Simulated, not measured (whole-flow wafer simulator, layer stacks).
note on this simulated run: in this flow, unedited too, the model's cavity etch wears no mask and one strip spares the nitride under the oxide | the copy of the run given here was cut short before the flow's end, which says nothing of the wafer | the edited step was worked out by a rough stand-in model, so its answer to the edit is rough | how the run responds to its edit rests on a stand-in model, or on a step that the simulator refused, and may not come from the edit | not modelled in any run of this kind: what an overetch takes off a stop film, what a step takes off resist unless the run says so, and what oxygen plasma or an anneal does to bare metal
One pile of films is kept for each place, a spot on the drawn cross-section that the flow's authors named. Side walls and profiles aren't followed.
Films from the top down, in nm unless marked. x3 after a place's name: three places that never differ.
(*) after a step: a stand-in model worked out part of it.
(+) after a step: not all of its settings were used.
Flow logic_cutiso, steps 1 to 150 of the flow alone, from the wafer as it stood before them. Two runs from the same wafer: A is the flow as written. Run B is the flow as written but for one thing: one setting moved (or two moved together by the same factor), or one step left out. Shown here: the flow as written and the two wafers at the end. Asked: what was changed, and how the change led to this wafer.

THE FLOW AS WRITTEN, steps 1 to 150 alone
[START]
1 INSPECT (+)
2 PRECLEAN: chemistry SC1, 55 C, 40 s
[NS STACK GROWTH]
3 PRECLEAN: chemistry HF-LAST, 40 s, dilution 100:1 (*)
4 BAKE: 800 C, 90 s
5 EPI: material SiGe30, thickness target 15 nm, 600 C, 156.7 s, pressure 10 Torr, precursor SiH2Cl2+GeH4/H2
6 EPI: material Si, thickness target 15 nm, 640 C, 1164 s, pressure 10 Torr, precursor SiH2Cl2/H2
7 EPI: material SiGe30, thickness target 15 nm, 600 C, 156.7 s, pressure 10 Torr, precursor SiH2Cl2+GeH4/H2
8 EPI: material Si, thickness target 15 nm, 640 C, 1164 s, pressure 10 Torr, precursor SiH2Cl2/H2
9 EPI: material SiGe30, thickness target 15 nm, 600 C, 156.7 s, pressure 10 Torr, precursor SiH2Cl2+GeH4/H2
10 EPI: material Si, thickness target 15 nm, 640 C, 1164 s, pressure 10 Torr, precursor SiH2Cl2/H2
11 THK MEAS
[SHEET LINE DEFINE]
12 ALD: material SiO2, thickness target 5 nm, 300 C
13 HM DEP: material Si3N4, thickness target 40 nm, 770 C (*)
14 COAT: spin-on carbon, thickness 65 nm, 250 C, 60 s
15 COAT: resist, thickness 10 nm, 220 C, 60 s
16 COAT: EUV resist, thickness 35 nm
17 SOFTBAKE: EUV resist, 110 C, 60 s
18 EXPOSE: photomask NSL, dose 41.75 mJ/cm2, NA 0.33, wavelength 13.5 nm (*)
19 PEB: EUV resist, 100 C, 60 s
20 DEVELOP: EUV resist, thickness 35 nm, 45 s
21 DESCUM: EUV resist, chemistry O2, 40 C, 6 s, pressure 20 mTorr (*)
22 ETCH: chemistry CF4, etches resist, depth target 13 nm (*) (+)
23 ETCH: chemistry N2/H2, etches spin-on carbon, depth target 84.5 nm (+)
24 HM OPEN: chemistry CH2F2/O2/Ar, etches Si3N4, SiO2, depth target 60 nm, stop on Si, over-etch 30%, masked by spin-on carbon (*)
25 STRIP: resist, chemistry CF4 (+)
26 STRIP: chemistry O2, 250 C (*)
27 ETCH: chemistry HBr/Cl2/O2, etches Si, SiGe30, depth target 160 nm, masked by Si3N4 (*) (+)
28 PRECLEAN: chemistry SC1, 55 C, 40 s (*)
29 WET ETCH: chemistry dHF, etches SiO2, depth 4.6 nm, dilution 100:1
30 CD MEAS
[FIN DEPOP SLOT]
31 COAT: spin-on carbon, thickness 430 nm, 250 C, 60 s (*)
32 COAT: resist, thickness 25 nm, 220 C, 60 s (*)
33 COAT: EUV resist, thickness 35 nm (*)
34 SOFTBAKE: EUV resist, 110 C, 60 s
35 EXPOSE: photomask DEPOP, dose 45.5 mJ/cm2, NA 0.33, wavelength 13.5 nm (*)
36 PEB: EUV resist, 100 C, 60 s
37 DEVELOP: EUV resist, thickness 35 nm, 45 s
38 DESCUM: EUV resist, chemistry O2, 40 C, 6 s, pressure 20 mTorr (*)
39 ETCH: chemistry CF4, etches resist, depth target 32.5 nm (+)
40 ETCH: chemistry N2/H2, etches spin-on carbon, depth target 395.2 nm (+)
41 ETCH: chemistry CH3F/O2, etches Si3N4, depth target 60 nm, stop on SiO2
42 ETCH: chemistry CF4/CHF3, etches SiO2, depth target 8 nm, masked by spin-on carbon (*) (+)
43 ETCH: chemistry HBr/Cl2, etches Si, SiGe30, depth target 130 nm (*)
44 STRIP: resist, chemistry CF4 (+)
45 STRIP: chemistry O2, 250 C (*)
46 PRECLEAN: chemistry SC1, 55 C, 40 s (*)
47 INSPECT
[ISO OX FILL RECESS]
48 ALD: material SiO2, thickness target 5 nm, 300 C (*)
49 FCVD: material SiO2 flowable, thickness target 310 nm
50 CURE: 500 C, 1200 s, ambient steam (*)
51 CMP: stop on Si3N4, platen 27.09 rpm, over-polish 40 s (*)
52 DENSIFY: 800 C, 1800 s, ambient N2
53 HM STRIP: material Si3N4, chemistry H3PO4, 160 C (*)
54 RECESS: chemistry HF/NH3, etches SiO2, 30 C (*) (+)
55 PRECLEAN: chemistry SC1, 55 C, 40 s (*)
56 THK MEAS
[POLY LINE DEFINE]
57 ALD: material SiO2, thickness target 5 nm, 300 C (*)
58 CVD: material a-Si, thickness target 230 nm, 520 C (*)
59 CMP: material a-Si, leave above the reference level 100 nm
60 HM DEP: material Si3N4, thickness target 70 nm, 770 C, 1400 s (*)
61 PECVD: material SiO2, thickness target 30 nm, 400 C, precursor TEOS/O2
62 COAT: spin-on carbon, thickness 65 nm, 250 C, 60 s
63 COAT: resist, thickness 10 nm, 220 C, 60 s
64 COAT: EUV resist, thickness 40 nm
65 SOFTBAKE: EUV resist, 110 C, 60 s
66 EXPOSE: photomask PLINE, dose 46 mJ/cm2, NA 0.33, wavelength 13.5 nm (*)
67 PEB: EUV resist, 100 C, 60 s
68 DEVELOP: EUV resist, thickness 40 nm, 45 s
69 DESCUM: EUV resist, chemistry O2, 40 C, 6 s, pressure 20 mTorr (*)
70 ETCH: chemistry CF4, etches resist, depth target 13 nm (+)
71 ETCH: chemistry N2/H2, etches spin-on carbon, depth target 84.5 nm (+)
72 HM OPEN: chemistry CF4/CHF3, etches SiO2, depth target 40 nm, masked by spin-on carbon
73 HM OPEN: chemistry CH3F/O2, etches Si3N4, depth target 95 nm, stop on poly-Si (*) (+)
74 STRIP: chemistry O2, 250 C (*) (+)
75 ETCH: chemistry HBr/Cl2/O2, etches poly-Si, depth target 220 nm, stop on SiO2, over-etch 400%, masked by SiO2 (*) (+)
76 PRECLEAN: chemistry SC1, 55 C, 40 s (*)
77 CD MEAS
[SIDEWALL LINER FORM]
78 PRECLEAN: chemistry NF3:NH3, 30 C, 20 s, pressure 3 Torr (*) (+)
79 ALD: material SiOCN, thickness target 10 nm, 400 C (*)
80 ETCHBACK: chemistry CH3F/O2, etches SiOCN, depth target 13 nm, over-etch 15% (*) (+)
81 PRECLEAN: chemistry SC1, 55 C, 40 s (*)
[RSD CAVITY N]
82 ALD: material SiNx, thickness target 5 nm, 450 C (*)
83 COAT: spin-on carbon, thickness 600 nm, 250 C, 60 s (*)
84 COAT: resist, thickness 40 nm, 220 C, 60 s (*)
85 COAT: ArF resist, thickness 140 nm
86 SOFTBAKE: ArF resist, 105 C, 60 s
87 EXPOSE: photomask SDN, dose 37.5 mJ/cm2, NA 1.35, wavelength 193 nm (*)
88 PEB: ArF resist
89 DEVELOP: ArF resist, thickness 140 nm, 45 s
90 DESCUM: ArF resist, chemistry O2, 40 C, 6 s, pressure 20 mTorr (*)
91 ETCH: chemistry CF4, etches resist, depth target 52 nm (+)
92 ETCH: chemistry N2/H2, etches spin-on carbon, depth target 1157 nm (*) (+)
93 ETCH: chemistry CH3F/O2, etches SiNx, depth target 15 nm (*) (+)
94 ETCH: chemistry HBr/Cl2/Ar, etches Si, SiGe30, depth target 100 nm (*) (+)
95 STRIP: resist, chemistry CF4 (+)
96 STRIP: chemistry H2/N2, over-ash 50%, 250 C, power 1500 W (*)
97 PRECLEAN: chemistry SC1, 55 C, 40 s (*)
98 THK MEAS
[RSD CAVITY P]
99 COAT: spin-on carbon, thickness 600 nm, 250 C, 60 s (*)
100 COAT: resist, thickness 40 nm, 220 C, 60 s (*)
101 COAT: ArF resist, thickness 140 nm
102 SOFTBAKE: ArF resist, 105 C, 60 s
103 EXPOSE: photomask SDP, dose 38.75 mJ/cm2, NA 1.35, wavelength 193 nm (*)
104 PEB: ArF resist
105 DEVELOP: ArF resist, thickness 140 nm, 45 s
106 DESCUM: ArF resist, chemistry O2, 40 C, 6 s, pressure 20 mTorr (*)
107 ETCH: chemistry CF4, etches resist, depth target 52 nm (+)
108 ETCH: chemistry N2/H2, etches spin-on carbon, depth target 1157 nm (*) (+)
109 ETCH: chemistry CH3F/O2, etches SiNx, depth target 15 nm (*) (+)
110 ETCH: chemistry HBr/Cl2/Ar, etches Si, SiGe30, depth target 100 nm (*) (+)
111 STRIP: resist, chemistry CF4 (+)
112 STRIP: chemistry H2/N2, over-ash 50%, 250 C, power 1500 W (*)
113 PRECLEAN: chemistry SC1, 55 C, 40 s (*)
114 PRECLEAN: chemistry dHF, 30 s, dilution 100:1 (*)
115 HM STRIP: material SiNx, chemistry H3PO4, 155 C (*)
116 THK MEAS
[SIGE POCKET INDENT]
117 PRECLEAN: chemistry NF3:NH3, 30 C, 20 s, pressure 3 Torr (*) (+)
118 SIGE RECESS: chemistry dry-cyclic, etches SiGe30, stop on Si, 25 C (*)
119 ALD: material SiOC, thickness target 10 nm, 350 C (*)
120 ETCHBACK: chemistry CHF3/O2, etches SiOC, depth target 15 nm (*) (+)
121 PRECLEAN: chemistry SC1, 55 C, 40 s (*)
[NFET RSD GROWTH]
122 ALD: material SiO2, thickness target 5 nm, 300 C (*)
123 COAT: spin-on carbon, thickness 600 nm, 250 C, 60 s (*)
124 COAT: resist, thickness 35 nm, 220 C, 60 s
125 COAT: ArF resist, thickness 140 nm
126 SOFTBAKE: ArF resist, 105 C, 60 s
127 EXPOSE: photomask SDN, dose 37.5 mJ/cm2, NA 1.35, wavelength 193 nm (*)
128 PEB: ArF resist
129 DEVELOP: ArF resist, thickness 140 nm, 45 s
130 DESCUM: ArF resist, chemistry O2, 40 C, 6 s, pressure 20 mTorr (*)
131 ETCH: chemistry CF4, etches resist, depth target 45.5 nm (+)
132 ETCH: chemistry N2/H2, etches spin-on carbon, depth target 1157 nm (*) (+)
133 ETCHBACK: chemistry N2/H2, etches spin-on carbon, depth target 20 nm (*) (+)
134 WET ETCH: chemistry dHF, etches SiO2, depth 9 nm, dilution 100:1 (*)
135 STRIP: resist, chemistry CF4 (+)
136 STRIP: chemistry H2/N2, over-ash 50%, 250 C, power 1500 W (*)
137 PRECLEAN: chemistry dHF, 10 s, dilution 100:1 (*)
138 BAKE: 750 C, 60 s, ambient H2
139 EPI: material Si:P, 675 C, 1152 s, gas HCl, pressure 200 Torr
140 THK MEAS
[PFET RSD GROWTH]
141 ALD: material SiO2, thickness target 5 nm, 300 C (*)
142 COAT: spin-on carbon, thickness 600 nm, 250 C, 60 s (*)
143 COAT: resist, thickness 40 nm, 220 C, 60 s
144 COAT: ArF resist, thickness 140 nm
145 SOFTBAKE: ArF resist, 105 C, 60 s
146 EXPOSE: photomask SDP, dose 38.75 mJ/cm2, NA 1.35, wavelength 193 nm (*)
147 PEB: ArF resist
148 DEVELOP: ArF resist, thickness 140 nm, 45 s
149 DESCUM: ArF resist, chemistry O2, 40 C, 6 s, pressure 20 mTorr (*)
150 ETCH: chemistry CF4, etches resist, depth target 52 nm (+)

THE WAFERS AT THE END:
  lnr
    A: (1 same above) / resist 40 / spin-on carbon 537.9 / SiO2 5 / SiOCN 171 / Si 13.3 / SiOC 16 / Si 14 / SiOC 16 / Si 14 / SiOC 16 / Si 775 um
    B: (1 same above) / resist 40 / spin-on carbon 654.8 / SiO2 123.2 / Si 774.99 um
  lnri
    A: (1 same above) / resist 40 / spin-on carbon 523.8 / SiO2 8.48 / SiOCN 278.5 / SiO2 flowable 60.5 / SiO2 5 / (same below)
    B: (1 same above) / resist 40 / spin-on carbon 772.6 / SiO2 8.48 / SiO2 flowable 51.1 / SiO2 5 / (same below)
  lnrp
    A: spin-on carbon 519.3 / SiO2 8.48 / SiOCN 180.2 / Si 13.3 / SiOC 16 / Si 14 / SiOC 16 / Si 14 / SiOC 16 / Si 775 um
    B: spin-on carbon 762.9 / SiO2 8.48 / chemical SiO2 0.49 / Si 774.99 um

The cause: step 79, ALD: thickness target 4.5 nm was run, where the flow has thickness target 10 nm.

How the change led to this, step by step:
  79 ALD: material SiOCN, thickness target 10 nm, 400 C (*)
      depop, dpovl, gfld and 19 more: A SiOCN +10 (new film) | B SiOCN +4.5 (new film)
  80 ETCHBACK: chemistry CH3F/O2, etches SiOCN, depth target 13 nm, over-etch 15% (*) (+)
      lnr, lnrp, lnrt: A SiOCN +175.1 | B SiOCN -4.5 (all of it), Si -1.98
      lnri: A SiOCN +271.9 | B SiOCN -4.5 (all of it), SiO2 flowable -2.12
      (and at 18 more places)
  83 COAT: spin-on carbon, thickness 600 nm, 250 C, 60 s (*)
      gl, gxn, gxp: A spin-on carbon +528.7 (new film) | B spin-on carbon +499.2 (new film)
      glp, plug, tap: A spin-on carbon +528.7 (new film) | B spin-on carbon +499.3 (new film)
      (and at 11 more places)
  92 ETCH: chemistry N2/H2, etches spin-on carbon, depth target 1157 nm (*) (+)
      gl, gxn, tap: A spin-on carbon -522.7 (all of it), SiNx -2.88 | B spin-on carbon -493.2 (all of it), SiNx -5 (all of it), SiO2 -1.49
      depop, dpovl, gfld and 12 more: A ArF resist -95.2 (all of it), resist -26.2 | B ArF resist -95.2 (all of it), resist -34.6
      (and at 4 more places)
  93 ETCH: chemistry CH3F/O2, etches SiNx, depth target 15 nm (*) (+)
      gl, gxn, tap: A SiNx -2.12 (all of it), SiO2 -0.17 | B SiO2 -0.15
      lnr, lnrt: A SiNx -2.15 (all of it), SiOCN -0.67 | B SiNx -1.3 (all of it), chemical SiO2 -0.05
      (and at 2 more places)
  94 ETCH: chemistry HBr/Cl2/Ar, etches Si, SiGe30, depth target 100 nm (*) (+)
      lnr, lnrt: A nothing | B chemical SiO2 -0.44 (all of it), Si -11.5 (all of it), SiGe30 -15 (all of it), Si -15 (all of it), SiGe30 -15 (all of it), Si -15 (all of it), SiGe30 -15 (all of it), Si -13.4
      rsdn, rsdx: A chemical SiO2 -0.49 (all of it), Si -12.8 (all of it), SiGe30 -15 (all of it), Si -15 (all of it), SiGe30 -15 (all of it), Si -15 (all of it), SiGe30 -15 (all of it), Si -12.2 | B chemical SiO2 -0.44 (all of it), Si -11.5 (all of it), SiGe30 -15 (all of it), Si -15 (all of it), SiGe30 -15 (all of it), Si -15 (all of it), SiGe30 -15 (all of it), Si -13.4
  95 STRIP: resist, chemistry CF4 (+)
      depop, dpovl, isow, ns, nsgap: A resist -13 (all of it) | B resist -5.02 (all of it)
      gfld, iso, lnri: A resist -13 (all of it) | B resist -5.1 (all of it)
      (and at 7 more places)
  96 STRIP: chemistry H2/N2, over-ash 50%, 250 C, power 1500 W (*)
      gfld, gxf: A spin-on carbon -528.6 (all of it) | B spin-on carbon -499.1 (all of it)
      glp, plug: A spin-on carbon -528.7 (all of it) | B spin-on carbon -499.3 (all of it)
      (and at 6 more places)
  99 COAT: spin-on carbon, thickness 600 nm, 250 C, 60 s (*)
      gfld, plug: A spin-on carbon +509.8 (new film) | B spin-on carbon +472.2 (new film)
      gl, gxn: A spin-on carbon +514.9 (new film) | B spin-on carbon +478.7 (new film)
      (and at 13 more places)
  108 ETCH: chemistry N2/H2, etches spin-on carbon, depth target 1157 nm (*) (+)
      glp, gxp: A spin-on carbon -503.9 (all of it), SiNx -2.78 | B spin-on carbon -466.2 (all of it), SiNx -5 (all of it), SiO2 -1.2
      depop, dpovl, gfld and 14 more: A ArF resist -95.2 (all of it), resist -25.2 | B ArF resist -95.2 (all of it), resist -33.1
      (and at 3 more places)
  109 ETCH: chemistry CH3F/O2, etches SiNx, depth target 15 nm (*) (+)
      glp, gxp: A SiNx -2.22 (all of it), SiO2 -0.17 | B SiO2 -0.16
      rsdp, rsdw: A SiNx -4.26 (all of it) | B SiNx -1.44 (all of it), chemical SiO2 -0.06
      (and at 1 more place)
  110 ETCH: chemistry HBr/Cl2/Ar, etches Si, SiGe30, depth target 100 nm (*) (+)
      lnrp: A nothing | B chemical SiO2 -0.43 (all of it), Si -11.5 (all of it), SiGe30 -15 (all of it), Si -15 (all of it), SiGe30 -15 (all of it), Si -15 (all of it), SiGe30 -15 (all of it), Si -13.4
      rsdp, rsdw: A chemical SiO2 -0.49 (all of it), Si -12.8 (all of it), SiGe30 -15 (all of it), Si -15 (all of it), SiGe30 -15 (all of it), Si -15 (all of it), SiGe30 -15 (all of it), Si -12.2 | B chemical SiO2 -0.43 (all of it), Si -11.5 (all of it), SiGe30 -15 (all of it), Si -15 (all of it), SiGe30 -15 (all of it), Si -15 (all of it), SiGe30 -15 (all of it), Si -13.4
  111 STRIP: resist, chemistry CF4 (+)
      depop, dpovl, isow, ns, nsgap: A resist -14 (all of it) | B resist -6.43 (all of it)
      gxn, lnr, rsdn: A resist -14.1 (all of it) | B resist -6.54 (all of it)
      (and at 9 more places)
  112 STRIP: chemistry H2/N2, over-ash 50%, 250 C, power 1500 W (*)
      gfld, plug: A spin-on carbon -509.8 (all of it) | B spin-on carbon -472.2 (all of it)
      gl, gxn: A spin-on carbon -514.9 (all of it) | B spin-on carbon -478.7 (all of it)
      (and at 8 more places)
  114 PRECLEAN: chemistry dHF, 30 s, dilution 100:1 (*)
      lnr, lnrt: A SiOCN -0.49 | B chemical SiO2 -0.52 (all of it)
  115 HM STRIP: material SiNx, chemistry H3PO4, 155 C (*)
      lnr, lnrp, lnrt: A SiOCN -0.58 | B chemical SiO2 +0.5 (new film), Si -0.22
  ... 12 more steps ...
  142 COAT: spin-on carbon, thickness 600 nm, 250 C, 60 s (*)
      gfld, gxf, plug: A spin-on carbon +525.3 (new film) | B spin-on carbon +487.6 (new film)
      gl, tap: A spin-on carbon +547.8 (new film) | B spin-on carbon +509.3 (new film)
      (and at 12 more places)
